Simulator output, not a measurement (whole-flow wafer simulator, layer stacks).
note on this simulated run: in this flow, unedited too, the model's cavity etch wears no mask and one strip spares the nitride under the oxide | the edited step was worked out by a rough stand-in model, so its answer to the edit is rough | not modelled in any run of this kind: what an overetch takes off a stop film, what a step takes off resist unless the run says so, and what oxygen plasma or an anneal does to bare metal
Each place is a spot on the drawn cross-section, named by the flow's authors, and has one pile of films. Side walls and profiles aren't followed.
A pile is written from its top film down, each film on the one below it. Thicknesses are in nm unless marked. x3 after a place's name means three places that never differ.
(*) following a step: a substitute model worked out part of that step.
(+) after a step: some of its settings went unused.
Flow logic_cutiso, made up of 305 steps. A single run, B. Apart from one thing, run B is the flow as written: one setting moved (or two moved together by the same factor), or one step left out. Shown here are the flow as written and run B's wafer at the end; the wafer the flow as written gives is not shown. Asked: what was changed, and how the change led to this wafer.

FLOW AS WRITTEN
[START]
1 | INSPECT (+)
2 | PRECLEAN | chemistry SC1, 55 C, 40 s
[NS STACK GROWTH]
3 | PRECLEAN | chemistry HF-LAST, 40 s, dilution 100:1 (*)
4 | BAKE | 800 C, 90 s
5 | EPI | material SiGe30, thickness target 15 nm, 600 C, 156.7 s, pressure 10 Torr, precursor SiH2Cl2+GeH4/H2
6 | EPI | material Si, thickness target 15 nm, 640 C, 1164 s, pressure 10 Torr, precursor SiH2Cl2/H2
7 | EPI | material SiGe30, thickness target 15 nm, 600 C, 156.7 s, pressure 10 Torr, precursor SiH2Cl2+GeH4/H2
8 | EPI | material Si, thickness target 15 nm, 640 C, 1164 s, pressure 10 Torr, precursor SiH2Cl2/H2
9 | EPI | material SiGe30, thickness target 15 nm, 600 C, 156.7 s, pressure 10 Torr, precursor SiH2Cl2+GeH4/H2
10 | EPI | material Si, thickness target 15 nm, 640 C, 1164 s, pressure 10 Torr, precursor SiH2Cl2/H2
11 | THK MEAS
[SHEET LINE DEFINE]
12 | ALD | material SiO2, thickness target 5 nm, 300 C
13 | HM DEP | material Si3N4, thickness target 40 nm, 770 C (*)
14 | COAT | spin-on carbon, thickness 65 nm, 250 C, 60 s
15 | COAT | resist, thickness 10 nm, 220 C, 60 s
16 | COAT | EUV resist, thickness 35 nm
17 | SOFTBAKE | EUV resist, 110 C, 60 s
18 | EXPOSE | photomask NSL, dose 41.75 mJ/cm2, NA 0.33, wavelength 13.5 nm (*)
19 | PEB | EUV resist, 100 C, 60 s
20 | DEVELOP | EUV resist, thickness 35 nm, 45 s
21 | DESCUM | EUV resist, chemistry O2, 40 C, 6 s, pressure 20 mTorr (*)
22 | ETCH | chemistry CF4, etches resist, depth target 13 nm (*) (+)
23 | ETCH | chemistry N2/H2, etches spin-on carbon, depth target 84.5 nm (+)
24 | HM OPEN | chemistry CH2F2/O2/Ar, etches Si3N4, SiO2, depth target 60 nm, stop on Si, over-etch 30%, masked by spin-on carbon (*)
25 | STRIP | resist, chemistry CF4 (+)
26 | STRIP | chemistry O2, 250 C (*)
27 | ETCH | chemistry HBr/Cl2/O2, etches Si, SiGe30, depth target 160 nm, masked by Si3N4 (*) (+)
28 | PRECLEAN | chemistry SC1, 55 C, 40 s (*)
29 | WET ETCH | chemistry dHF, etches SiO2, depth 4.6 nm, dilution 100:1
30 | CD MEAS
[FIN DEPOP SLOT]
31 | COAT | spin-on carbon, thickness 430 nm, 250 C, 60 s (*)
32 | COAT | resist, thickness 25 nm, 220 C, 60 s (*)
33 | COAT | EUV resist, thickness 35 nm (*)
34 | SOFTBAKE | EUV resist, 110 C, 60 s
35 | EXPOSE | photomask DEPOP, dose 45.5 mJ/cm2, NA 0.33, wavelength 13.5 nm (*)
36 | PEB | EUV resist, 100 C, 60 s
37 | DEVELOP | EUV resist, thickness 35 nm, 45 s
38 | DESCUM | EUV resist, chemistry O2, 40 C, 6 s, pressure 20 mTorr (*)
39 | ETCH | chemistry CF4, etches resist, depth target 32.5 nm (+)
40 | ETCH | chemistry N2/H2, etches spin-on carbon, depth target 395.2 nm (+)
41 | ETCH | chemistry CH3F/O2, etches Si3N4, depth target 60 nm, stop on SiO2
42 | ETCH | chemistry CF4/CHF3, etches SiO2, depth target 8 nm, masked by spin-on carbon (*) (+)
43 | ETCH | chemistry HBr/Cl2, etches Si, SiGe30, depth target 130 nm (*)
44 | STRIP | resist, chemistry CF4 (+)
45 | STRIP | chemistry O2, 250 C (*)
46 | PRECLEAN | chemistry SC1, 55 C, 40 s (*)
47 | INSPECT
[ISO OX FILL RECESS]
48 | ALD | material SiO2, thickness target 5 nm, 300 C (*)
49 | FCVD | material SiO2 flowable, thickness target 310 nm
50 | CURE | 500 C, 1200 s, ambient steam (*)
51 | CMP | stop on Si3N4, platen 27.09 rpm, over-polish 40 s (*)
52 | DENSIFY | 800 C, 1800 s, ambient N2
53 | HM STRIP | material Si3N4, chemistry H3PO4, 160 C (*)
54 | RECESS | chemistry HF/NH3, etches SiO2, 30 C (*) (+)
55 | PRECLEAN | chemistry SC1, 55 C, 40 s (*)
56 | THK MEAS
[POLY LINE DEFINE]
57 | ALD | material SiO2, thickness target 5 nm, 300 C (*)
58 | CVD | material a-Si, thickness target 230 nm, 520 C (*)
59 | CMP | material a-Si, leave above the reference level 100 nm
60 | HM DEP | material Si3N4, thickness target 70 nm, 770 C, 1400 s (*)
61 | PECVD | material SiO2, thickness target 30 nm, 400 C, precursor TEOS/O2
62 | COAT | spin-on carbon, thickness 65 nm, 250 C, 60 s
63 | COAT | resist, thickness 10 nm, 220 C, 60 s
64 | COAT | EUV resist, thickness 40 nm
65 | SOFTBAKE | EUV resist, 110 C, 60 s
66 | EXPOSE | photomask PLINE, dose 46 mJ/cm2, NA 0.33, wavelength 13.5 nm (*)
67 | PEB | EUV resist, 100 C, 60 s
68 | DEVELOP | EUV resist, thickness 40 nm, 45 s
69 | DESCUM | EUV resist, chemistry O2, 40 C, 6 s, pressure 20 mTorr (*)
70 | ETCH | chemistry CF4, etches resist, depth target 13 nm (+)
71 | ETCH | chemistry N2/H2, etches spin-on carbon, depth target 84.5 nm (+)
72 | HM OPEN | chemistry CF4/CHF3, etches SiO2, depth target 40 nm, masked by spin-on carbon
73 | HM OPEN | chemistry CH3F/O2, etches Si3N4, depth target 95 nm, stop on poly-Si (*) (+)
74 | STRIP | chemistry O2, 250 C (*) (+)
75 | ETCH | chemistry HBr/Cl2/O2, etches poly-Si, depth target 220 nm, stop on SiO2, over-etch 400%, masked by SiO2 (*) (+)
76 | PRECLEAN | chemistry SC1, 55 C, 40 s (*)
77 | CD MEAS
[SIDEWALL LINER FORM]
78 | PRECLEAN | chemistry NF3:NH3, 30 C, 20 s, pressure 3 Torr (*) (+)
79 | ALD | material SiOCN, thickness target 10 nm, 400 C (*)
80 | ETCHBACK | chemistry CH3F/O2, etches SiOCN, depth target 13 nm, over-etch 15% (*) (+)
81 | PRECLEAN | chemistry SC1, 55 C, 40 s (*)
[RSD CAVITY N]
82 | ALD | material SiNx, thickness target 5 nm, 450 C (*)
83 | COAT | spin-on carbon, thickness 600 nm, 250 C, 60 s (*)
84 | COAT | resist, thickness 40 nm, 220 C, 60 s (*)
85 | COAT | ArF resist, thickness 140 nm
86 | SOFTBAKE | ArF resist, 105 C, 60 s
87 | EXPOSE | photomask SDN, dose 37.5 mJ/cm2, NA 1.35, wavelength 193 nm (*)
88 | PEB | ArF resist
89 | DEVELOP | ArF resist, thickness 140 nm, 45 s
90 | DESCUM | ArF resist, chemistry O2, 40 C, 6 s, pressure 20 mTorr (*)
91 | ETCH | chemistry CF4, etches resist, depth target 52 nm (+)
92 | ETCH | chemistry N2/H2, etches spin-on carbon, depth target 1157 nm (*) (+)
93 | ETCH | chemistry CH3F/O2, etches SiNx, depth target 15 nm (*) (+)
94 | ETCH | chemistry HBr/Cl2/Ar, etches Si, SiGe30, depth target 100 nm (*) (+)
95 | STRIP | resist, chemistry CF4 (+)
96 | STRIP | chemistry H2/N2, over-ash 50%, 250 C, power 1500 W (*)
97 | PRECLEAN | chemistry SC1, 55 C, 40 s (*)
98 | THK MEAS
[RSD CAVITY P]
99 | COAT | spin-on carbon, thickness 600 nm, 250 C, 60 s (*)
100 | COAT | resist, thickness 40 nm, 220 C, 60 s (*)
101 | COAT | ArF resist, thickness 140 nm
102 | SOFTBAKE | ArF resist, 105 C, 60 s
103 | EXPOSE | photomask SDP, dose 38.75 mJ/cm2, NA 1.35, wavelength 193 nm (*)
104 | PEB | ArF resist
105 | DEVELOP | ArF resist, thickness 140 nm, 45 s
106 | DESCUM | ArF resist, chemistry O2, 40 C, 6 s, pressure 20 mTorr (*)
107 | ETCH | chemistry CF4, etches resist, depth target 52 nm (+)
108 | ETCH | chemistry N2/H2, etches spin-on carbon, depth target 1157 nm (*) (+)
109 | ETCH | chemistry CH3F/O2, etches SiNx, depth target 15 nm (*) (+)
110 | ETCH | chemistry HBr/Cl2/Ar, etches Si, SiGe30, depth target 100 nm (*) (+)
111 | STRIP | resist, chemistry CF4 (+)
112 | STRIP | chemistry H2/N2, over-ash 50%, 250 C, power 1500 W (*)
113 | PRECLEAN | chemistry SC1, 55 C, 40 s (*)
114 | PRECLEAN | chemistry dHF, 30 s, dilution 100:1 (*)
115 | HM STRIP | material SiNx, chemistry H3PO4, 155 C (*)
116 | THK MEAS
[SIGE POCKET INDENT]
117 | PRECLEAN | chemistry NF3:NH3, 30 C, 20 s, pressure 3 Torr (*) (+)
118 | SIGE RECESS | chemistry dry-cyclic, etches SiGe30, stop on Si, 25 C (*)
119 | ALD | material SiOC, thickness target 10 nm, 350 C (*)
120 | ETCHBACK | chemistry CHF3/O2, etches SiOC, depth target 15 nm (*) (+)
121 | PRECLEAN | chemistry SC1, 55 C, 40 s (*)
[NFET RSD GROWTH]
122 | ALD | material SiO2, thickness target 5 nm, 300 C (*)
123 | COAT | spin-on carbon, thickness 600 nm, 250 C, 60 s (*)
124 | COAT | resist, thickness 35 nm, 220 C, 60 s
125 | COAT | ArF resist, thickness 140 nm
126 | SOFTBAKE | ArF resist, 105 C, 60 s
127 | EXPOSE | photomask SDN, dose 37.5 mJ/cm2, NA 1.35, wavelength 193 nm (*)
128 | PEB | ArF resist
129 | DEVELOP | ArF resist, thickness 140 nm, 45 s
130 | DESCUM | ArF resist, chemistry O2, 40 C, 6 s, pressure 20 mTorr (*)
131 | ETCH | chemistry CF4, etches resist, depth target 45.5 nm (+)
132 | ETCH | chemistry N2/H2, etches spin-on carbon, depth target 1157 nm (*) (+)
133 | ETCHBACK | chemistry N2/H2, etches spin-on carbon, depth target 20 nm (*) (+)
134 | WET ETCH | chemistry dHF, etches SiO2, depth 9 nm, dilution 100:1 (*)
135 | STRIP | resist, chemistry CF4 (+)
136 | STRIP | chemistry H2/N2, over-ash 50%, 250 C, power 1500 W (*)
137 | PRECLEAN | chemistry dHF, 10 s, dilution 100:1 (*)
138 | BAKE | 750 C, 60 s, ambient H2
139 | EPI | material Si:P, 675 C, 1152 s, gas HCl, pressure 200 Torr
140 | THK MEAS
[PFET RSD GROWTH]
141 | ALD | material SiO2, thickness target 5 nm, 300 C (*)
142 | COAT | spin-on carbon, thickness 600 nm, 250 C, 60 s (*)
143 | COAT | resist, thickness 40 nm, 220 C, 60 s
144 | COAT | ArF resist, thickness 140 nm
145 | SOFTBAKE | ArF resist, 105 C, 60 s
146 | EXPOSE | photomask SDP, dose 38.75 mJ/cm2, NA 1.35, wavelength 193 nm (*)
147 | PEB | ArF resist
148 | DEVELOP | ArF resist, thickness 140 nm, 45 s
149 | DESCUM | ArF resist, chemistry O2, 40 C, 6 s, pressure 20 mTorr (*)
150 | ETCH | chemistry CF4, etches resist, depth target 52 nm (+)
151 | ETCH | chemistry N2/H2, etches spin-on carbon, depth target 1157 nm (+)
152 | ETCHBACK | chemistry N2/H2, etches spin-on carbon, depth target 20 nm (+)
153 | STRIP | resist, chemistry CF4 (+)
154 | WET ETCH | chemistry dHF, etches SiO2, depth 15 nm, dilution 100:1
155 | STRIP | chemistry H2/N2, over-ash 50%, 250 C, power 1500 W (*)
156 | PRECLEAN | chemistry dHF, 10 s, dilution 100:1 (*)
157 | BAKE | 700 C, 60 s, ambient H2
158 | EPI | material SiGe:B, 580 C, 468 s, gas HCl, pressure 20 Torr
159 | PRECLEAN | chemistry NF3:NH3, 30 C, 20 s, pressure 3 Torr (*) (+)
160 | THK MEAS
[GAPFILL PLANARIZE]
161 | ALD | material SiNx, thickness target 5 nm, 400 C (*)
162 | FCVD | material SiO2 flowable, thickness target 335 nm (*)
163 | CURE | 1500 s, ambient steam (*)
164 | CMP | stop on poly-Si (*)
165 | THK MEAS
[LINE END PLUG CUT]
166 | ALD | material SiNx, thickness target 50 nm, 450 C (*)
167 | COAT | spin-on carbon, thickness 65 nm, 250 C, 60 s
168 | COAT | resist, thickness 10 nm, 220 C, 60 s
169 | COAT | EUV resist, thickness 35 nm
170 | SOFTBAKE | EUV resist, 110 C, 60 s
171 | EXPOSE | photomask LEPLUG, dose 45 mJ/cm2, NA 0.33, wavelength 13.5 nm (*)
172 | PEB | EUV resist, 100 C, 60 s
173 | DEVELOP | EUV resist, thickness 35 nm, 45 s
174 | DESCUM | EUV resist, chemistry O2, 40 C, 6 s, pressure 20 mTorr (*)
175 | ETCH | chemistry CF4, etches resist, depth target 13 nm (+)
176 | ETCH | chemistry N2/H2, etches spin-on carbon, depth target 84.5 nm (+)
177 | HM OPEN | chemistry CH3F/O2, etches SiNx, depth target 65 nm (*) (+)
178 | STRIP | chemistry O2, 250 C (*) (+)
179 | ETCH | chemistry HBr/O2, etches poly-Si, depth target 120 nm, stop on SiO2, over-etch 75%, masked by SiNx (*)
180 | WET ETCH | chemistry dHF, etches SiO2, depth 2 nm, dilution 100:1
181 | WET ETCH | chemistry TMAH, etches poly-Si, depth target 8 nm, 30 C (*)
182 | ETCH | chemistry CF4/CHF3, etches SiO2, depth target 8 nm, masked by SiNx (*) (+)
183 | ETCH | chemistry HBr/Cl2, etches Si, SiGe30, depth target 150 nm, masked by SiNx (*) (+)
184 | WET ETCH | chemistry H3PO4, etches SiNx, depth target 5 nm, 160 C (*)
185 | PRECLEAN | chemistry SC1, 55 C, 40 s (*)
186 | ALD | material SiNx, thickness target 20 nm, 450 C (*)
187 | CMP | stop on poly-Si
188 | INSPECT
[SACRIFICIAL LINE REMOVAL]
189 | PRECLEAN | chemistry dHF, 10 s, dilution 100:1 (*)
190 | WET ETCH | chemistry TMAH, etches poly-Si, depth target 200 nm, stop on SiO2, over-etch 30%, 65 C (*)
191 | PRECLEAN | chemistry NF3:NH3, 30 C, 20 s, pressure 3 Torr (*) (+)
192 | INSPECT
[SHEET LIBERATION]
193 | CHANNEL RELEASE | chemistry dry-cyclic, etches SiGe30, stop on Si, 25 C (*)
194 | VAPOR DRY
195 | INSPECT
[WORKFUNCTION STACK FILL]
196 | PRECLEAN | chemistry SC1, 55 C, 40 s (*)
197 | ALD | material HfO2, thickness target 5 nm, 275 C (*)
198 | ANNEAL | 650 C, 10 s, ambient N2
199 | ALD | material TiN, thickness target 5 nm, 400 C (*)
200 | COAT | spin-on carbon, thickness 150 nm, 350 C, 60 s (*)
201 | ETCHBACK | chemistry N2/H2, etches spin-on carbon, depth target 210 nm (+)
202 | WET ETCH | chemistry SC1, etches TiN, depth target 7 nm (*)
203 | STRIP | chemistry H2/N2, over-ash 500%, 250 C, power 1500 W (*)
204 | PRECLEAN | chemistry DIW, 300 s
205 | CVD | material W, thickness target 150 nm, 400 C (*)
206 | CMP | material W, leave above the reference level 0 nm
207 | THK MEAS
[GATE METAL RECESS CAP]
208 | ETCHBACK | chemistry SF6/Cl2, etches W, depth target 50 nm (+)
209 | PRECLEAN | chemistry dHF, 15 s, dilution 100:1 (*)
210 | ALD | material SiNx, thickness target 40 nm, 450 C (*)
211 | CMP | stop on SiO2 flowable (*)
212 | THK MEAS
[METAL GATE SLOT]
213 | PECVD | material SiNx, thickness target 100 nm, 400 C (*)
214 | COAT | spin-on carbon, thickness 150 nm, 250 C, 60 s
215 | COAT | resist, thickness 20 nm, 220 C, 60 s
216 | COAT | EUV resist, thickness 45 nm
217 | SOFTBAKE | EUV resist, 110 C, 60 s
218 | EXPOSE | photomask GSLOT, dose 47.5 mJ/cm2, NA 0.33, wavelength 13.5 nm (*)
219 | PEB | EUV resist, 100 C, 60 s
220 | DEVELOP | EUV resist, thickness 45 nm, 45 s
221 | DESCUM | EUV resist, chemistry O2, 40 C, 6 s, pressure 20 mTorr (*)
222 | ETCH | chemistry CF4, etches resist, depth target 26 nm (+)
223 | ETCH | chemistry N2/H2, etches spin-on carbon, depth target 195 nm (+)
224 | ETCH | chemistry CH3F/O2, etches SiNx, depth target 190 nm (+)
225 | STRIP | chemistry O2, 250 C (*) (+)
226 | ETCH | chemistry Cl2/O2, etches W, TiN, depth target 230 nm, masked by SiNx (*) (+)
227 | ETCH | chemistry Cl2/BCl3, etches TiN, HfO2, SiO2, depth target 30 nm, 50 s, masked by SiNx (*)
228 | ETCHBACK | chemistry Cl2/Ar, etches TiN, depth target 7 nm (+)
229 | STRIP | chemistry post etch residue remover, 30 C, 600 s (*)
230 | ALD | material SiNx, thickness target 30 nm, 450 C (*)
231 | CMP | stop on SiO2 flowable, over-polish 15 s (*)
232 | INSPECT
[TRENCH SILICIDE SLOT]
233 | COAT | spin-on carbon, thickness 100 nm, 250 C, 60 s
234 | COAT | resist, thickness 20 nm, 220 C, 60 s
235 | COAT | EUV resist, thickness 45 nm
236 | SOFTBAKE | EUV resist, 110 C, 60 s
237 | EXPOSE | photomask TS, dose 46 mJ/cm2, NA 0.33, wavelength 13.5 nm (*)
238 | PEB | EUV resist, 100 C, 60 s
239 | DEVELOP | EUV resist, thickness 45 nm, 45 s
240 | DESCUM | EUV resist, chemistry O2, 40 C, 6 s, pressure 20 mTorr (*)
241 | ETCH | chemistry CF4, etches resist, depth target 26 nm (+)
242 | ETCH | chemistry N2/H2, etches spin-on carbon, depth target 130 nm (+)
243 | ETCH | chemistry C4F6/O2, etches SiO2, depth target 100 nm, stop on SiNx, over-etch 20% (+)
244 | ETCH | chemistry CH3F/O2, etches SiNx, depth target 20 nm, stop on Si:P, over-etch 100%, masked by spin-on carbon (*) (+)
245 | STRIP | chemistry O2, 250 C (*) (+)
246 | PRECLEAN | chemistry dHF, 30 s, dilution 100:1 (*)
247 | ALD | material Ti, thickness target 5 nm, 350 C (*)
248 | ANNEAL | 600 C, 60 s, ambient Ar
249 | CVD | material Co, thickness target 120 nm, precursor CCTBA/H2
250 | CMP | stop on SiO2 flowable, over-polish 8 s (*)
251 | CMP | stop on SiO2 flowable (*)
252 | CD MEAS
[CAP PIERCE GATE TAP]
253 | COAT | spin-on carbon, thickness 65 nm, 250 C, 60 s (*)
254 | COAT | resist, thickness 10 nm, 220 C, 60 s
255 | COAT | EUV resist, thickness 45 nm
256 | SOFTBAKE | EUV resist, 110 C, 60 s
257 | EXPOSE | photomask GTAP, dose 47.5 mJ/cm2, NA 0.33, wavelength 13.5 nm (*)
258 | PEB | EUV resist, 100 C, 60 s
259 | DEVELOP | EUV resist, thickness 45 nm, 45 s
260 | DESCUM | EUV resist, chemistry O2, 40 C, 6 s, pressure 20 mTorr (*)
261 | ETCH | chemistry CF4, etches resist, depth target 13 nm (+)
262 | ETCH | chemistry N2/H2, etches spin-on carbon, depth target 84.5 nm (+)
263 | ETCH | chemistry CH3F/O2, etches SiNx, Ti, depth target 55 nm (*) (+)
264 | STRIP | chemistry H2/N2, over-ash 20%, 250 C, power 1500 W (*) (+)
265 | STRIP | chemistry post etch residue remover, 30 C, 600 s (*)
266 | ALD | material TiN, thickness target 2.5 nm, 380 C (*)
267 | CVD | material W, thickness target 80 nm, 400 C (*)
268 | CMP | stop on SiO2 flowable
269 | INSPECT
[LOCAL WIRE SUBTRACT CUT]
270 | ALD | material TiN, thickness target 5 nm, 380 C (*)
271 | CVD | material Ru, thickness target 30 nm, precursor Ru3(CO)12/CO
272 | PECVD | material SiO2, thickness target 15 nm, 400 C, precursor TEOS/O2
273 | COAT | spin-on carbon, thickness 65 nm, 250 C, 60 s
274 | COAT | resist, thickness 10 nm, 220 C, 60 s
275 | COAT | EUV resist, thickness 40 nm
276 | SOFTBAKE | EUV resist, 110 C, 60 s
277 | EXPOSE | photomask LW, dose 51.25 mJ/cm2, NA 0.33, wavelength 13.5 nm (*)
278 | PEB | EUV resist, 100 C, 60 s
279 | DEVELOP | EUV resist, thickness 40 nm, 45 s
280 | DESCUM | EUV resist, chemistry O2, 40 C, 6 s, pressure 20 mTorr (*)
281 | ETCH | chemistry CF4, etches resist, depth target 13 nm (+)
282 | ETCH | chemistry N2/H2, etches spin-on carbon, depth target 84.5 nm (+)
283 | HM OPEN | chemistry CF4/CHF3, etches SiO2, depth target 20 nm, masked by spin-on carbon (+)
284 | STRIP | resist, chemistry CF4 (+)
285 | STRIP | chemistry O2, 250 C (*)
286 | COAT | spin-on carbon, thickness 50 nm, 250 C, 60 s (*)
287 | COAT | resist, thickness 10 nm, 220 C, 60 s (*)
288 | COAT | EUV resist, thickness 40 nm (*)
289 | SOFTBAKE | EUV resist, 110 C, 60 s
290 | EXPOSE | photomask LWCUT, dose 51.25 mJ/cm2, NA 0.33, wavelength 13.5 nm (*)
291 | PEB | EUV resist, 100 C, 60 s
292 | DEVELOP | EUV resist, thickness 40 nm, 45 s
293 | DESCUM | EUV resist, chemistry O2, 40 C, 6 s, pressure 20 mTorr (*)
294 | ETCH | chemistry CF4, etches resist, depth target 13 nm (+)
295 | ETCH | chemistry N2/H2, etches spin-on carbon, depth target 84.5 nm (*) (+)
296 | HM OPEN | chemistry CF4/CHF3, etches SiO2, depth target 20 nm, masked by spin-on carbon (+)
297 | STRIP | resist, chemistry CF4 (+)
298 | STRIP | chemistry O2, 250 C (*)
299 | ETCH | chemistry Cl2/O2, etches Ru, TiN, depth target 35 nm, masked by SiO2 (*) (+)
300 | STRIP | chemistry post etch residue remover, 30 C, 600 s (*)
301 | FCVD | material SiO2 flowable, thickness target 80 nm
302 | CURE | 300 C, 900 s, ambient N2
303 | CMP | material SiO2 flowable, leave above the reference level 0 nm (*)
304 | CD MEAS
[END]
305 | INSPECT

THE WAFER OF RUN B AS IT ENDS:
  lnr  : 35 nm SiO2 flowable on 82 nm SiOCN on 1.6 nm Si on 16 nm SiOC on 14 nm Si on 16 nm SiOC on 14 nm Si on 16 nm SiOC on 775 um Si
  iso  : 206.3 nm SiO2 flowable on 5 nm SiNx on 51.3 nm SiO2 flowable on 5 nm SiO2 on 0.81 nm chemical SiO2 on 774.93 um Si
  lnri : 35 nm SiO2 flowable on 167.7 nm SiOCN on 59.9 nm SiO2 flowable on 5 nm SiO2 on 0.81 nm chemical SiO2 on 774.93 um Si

What caused this: step 75, ETCH: depth target 242 nm was run, whereas the flow has depth target 220 nm.

The path from the change to this, step by step:
  75 | ETCH | chemistry HBr/Cl2/O2, etches poly-Si, depth target 220 nm, stop on SiO2, over-etch 400%, masked by SiO2 (*) (+)
      lnr, lnrp, lnrt, rsdn, rsdp, rsdw, rsdx: -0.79 chemical SiO2 (all of it), -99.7 poly-Si (all of it), -5 SiO2 (all of it), -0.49 chemical SiO2 (all of it), -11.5 Si (it would be, as written: -0.79 chemical SiO2 (all of it), -99.7 poly-Si (all of it), -5 SiO2 (all of it))
      iso, lnri: -0.79 chemical SiO2 (all of it), -189.1 poly-Si (all of it), -5 SiO2 (all of it), -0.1 SiO2 flowable (it would be, as written: -0.79 chemical SiO2 (all of it), -189.1 poly-Si (all of it), -4.55 SiO2)
  80 | ETCHBACK | chemistry CH3F/O2, etches SiOCN, depth target 13 nm, over-etch 15% (*) (+)
      lnr, lnrp, lnrt: +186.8 SiOCN (it would be, as written: +175.1 SiOCN)
  94 | ETCH | chemistry HBr/Cl2/Ar, etches Si, SiGe30, depth target 100 nm (*) (+)
      rsdn, rsdx: -0.49 chemical SiO2 (all of it), -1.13 Si (all of it), -15 SiGe30 (all of it), -15 Si (all of it), -15 SiGe30 (all of it), -15 Si (all of it), -15 SiGe30 (all of it), -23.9 Si (it would be, as written: -0.49 chemical SiO2 (all of it), -12.8 Si (all of it), -15 SiGe30 (all of it), -15 Si (all of it), -15 SiGe30 (all of it), -15 Si (all of it), -15 SiGe30 (all of it), -12.2 Si)
  110 | ETCH | chemistry HBr/Cl2/Ar, etches Si, SiGe30, depth target 100 nm (*) (+)
      rsdp, rsdw: -0.49 chemical SiO2 (all of it), -1.13 Si (all of it), -15 SiGe30 (all of it), -15 Si (all of it), -15 SiGe30 (all of it), -15 Si (all of it), -15 SiGe30 (all of it), -23.9 Si (it would be, as written: -0.49 chemical SiO2 (all of it), -12.8 Si (all of it), -15 SiGe30 (all of it), -15 Si (all of it), -15 SiGe30 (all of it), -15 Si (all of it), -15 SiGe30 (all of it), -12.2 Si)
  139 | EPI | material Si:P, 675 C, 1152 s, gas HCl, pressure 200 Torr
      rsdn, rsdx: +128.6 Si:P (new film) (it would be, as written: +116.9 Si:P (new film))
  141 | ALD | material SiO2, thickness target 5 nm, 300 C (*)
      gxn: +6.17 SiO2 (new film) (it would be, as written: +10.1 SiO2 (new film))
  158 | EPI | material SiGe:B, 580 C, 468 s, gas HCl, pressure 20 Torr
      rsdp, rsdw: +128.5 SiGe:B (new film) (it would be, as written: +116.8 SiGe:B (new film))
  159 | PRECLEAN | chemistry NF3:NH3, 30 C, 20 s, pressure 3 Torr (*) (+)
      gxn: -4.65 SiO2 (all of it), -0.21 Si3N4 (it would be, as written: -7.5 SiO2)
  164 | CMP | stop on poly-Si (*)
      gxn: -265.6 SiO2 flowable (all of it), -5 SiNx (all of it), -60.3 Si3N4 (all of it) (it would be, as written: -264.5 SiO2 flowable (all of it), -5 SiNx (all of it), -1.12 SiO2 (all of it), -60.3 Si3N4 (all of it))
